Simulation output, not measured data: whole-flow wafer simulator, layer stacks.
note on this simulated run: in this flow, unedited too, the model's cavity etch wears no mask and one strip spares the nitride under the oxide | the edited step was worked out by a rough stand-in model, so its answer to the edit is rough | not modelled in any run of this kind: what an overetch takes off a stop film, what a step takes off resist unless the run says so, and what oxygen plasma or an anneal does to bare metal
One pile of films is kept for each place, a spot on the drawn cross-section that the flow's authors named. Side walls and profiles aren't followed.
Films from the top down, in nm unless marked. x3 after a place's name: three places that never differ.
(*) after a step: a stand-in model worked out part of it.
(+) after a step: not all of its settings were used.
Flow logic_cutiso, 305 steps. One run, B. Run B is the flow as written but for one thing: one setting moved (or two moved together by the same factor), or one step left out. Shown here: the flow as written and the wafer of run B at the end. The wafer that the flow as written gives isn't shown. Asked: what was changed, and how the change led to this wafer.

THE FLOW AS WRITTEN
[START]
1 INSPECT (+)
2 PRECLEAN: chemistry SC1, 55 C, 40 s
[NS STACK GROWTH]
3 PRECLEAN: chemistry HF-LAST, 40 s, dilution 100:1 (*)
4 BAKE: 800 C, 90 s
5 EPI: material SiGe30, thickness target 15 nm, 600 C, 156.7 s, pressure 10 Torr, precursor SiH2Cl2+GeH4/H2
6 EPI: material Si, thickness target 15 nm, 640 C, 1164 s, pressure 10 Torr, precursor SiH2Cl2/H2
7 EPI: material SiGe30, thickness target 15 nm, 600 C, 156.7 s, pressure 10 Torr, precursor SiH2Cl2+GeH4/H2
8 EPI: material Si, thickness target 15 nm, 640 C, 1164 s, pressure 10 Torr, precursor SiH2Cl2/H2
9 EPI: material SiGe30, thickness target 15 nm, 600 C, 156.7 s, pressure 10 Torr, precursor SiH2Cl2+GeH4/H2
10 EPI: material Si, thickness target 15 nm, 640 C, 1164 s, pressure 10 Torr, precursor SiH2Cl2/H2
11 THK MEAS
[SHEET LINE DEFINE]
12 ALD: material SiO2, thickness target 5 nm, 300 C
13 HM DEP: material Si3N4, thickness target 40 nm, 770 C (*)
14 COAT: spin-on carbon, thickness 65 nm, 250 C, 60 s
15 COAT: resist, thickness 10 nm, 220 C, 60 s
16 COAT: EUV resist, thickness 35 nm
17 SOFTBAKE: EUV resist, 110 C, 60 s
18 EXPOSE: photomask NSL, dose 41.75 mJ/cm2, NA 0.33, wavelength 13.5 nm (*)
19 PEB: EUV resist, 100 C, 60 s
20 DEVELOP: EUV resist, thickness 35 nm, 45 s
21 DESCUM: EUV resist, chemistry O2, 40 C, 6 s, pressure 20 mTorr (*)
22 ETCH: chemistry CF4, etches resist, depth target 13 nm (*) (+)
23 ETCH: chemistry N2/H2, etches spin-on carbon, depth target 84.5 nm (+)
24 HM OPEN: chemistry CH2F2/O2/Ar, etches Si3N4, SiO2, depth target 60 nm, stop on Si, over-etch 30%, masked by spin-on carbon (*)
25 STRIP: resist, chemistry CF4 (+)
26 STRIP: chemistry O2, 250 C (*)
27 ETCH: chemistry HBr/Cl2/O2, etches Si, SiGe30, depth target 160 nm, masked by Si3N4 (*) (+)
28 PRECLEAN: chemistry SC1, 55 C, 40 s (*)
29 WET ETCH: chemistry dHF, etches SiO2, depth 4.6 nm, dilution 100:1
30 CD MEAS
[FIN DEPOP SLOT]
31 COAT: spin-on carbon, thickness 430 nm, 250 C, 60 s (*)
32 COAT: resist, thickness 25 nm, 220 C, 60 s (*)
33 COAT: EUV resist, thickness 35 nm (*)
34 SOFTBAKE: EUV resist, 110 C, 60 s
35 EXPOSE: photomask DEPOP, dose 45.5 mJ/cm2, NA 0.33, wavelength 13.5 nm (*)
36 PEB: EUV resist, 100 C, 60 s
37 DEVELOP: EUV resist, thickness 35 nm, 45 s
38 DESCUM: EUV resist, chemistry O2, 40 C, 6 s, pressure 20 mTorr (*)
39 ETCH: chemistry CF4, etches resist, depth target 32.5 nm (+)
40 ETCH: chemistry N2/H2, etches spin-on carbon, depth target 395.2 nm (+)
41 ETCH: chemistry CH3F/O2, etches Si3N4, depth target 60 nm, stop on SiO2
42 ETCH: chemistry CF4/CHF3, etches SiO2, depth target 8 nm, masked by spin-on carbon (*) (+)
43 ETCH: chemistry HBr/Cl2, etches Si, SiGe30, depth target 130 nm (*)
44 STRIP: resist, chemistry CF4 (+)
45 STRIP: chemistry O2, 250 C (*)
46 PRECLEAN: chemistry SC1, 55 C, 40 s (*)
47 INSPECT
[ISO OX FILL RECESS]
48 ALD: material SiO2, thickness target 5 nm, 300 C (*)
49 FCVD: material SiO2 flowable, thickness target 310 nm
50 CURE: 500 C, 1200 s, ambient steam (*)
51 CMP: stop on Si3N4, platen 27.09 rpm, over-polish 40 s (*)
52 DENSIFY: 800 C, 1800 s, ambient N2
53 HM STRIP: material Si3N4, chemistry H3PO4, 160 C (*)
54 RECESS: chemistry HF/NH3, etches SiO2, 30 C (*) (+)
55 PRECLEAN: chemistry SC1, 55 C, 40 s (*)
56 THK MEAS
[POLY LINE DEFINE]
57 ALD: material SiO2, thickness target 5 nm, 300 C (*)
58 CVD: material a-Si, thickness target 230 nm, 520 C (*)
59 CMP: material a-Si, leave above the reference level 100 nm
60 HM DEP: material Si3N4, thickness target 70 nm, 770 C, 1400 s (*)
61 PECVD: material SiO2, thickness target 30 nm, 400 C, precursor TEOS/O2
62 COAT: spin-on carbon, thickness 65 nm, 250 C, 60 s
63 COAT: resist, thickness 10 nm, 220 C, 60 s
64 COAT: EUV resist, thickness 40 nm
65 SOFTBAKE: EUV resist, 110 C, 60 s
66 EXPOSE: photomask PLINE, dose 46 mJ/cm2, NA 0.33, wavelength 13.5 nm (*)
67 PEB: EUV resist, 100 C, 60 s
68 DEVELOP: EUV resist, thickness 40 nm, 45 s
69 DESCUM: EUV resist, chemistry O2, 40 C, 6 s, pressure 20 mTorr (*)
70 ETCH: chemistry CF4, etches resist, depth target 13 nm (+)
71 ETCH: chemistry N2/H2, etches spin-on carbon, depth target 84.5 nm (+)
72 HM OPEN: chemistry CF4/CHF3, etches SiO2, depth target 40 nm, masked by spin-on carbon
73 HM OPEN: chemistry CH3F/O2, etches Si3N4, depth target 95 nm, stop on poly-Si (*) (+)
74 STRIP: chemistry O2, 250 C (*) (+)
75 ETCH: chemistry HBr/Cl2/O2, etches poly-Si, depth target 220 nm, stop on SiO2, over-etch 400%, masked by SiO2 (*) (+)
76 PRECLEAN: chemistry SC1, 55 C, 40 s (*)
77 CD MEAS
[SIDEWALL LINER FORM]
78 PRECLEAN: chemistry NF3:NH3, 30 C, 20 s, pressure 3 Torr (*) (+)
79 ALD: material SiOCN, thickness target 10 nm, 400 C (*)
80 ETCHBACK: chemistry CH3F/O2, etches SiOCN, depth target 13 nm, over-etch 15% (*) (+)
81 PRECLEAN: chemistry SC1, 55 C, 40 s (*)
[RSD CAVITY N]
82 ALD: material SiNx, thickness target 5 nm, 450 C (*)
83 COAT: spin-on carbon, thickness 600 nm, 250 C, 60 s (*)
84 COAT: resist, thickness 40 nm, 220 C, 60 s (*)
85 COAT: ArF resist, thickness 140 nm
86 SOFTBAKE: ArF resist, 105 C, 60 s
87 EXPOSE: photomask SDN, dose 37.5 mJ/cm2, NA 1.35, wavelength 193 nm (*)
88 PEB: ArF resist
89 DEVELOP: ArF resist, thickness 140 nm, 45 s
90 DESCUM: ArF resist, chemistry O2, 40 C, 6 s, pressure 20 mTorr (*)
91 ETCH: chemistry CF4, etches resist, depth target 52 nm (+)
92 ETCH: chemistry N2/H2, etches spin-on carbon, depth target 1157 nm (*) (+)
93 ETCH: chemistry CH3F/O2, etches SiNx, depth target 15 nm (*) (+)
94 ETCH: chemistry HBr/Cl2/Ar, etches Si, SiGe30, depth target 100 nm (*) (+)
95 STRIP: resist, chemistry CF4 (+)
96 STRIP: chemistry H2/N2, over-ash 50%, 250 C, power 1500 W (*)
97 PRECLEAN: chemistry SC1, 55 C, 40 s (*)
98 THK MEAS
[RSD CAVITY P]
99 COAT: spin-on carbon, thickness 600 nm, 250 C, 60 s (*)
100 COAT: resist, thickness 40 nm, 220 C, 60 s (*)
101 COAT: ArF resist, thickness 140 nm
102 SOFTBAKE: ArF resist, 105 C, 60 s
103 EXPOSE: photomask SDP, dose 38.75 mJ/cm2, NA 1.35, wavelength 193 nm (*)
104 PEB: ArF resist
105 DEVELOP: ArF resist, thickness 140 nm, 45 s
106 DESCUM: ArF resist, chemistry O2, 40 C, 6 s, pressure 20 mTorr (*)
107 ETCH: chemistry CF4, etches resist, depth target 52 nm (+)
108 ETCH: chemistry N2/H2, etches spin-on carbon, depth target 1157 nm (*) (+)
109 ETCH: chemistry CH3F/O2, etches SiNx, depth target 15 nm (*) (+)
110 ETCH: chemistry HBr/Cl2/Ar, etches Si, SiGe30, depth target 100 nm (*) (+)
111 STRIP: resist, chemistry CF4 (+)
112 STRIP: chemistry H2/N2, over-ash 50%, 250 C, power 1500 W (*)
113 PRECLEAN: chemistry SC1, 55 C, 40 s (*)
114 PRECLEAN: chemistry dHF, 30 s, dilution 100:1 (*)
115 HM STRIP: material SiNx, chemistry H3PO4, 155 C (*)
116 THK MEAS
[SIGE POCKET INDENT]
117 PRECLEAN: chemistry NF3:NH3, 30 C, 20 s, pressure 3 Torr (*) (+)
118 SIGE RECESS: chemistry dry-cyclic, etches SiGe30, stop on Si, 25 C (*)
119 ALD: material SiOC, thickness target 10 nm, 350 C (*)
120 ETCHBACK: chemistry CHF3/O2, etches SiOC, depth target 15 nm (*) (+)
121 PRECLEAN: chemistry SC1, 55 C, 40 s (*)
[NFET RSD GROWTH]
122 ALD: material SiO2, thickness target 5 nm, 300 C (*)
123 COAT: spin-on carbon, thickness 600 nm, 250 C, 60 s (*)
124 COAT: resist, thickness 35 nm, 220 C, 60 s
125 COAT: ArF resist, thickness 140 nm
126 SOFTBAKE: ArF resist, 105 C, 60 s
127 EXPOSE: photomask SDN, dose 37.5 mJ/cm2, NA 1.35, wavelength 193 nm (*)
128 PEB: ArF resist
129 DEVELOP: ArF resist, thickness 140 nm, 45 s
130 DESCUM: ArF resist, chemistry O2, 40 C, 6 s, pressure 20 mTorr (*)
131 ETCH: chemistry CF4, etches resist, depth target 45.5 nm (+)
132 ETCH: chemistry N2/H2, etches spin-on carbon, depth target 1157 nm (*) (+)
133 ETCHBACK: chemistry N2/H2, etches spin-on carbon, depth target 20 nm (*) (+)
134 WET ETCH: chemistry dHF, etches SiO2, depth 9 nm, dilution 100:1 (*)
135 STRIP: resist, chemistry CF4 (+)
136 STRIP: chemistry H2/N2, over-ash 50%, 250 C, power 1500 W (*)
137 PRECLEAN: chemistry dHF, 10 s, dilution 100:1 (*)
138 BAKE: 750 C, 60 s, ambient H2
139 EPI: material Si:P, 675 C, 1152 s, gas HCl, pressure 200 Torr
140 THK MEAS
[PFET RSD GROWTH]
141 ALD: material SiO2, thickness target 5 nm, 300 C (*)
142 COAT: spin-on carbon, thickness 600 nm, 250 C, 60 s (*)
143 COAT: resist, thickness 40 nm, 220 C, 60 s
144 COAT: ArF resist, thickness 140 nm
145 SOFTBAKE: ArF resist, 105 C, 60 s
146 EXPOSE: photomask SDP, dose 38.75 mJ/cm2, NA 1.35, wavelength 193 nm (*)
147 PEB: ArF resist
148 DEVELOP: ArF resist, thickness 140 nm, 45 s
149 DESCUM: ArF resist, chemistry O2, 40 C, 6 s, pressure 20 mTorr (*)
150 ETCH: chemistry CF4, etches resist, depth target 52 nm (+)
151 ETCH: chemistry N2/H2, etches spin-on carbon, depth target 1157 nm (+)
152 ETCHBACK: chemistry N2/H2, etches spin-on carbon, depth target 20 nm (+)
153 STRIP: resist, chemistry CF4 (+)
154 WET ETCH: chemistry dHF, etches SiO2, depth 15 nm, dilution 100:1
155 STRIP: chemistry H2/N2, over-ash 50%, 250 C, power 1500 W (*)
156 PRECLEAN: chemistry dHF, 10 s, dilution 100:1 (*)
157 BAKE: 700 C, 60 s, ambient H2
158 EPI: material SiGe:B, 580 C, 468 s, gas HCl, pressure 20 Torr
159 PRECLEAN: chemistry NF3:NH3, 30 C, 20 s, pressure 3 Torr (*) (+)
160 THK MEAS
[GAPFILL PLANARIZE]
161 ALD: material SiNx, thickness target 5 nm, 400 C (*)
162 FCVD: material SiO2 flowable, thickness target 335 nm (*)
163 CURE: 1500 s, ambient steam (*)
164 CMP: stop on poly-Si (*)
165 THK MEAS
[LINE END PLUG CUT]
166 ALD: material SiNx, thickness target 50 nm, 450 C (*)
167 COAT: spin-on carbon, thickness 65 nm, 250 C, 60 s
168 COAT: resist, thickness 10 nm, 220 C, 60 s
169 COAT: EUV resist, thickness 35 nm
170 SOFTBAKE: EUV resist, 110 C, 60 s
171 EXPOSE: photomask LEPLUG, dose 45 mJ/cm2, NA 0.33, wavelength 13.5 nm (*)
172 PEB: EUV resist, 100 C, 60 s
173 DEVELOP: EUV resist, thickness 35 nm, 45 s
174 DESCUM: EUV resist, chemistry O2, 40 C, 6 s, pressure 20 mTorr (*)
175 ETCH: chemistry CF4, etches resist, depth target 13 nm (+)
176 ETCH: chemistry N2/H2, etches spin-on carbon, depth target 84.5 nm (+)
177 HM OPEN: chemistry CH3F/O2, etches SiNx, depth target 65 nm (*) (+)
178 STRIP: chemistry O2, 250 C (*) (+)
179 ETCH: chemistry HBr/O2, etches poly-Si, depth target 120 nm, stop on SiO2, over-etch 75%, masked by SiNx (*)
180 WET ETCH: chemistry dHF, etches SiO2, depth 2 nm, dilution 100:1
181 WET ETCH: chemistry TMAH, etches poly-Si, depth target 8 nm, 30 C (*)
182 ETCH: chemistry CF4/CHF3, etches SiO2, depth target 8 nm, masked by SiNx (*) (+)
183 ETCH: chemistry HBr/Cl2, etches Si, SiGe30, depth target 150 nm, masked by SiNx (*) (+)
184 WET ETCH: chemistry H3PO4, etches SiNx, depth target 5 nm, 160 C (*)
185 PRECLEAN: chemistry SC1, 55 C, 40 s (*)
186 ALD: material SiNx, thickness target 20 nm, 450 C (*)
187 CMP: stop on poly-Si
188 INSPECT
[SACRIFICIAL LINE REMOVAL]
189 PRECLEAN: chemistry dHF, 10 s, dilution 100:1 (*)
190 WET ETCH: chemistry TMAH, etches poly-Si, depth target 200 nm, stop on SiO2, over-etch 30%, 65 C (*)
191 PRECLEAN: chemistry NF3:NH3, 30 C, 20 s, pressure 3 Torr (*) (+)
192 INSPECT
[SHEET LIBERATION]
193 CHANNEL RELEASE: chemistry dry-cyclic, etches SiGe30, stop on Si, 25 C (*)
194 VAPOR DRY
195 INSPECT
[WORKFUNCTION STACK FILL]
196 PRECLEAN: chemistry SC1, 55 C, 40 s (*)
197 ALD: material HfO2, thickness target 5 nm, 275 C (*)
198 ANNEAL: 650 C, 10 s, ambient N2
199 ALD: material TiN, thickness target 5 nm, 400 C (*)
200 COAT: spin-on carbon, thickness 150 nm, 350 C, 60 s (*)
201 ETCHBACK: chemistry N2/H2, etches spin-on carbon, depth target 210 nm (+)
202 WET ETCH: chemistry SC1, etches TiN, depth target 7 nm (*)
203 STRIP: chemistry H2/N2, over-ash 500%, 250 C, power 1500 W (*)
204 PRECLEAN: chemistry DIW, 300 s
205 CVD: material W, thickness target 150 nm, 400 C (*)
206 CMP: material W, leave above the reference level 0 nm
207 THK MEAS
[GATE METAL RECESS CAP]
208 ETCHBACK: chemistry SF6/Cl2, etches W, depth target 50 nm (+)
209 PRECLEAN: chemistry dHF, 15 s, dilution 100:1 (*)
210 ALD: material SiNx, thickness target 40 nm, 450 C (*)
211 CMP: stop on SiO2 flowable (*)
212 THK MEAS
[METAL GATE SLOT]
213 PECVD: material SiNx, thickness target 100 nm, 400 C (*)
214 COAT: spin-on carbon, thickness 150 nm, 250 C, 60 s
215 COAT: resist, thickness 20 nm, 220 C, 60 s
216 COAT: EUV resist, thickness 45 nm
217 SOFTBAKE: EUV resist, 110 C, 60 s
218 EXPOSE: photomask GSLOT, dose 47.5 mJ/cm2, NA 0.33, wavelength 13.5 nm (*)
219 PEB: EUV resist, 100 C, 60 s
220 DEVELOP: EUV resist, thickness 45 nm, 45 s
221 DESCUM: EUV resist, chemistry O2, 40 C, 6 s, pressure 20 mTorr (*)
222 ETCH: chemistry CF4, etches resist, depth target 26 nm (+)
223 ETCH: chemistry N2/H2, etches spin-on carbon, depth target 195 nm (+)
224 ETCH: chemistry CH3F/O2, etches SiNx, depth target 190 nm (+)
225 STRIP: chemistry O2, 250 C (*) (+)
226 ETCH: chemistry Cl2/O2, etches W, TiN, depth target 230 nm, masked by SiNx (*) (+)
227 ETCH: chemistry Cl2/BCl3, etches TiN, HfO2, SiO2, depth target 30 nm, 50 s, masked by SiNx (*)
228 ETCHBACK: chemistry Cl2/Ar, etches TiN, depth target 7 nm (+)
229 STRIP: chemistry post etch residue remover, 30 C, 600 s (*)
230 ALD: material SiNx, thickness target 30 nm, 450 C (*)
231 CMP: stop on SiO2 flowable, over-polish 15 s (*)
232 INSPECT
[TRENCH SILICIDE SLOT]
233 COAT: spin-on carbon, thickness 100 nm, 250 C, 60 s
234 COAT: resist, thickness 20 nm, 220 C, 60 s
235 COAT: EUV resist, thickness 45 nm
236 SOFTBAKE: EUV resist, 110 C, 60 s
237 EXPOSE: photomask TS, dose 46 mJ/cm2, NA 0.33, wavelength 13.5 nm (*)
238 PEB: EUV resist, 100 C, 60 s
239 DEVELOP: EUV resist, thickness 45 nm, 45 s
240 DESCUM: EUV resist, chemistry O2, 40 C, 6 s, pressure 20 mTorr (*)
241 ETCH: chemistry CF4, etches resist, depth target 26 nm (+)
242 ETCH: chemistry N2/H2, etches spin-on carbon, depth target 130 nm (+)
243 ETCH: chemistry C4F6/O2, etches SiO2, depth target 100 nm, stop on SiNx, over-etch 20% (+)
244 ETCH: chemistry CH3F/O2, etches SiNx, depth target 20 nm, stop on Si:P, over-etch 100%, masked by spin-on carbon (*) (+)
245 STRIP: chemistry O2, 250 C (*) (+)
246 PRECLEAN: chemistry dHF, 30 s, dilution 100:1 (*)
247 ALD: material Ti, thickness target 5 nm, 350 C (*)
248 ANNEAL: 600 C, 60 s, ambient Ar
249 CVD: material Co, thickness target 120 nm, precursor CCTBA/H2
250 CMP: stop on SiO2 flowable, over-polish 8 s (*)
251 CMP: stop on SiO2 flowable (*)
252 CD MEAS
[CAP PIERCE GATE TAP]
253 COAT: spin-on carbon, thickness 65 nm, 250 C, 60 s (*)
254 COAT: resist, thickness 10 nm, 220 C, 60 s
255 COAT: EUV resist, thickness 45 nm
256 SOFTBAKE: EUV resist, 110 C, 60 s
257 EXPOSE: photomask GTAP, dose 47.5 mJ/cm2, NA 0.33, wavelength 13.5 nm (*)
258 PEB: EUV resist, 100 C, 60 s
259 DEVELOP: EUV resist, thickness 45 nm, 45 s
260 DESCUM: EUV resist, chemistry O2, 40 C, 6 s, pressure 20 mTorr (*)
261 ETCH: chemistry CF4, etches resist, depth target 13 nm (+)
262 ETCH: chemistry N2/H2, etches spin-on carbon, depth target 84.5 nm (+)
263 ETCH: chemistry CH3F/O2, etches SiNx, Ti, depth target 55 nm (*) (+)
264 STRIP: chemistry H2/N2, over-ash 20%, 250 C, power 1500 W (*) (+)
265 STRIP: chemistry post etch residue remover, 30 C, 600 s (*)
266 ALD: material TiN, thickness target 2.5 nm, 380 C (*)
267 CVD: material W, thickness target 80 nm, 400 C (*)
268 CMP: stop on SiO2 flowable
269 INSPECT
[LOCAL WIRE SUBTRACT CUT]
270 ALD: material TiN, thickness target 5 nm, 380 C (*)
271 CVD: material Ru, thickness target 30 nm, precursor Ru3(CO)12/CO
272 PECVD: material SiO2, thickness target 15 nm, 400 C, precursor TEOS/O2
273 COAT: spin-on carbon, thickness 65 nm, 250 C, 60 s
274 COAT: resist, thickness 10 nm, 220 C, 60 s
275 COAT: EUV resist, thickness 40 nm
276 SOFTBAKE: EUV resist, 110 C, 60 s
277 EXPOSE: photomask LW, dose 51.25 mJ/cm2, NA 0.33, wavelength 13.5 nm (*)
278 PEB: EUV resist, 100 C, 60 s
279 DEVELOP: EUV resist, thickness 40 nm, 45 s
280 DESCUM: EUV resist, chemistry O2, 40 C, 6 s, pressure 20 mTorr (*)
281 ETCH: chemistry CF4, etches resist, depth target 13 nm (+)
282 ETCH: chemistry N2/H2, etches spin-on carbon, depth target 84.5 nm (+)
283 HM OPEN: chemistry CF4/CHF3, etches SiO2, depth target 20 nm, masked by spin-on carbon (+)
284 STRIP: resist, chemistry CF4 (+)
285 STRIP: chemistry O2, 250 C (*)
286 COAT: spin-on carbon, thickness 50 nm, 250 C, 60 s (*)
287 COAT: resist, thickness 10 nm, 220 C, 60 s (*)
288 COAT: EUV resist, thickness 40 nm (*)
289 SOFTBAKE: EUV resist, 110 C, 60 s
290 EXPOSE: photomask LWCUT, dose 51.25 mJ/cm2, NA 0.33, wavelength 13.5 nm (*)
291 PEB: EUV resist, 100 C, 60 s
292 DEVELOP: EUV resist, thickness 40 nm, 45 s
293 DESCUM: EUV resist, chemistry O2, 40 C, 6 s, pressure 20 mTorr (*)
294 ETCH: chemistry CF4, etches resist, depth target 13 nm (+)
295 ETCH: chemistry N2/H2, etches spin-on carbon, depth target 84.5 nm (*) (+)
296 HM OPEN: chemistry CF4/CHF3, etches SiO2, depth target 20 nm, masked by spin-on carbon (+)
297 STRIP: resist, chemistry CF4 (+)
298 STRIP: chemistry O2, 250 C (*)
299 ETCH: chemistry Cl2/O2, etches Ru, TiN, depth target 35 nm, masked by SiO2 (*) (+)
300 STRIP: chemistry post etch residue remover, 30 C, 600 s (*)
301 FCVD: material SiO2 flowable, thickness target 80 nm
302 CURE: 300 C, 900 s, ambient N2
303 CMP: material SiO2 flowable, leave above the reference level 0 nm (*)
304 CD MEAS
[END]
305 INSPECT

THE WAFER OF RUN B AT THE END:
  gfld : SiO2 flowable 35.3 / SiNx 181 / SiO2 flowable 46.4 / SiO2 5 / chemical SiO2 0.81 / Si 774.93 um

The cause: step 227, ETCH: depth target 22.5 nm was run, where the flow has depth target 30 nm.

How the change led to this, step by step:
  227 ETCH: chemistry Cl2/BCl3, etches TiN, HfO2, SiO2, depth target 30 nm, 50 s, masked by SiNx (*)
      gfld: HfO2 -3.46 (all of it), SiO2 flowable -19 (as written it would be: HfO2 -3.46 (all of it), SiO2 flowable -26.5)
  230 ALD: material SiNx, thickness target 30 nm, 450 C (*)
      gfld: SiNx +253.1 (new film) (as written it would be: SiNx +260.6 (new film))
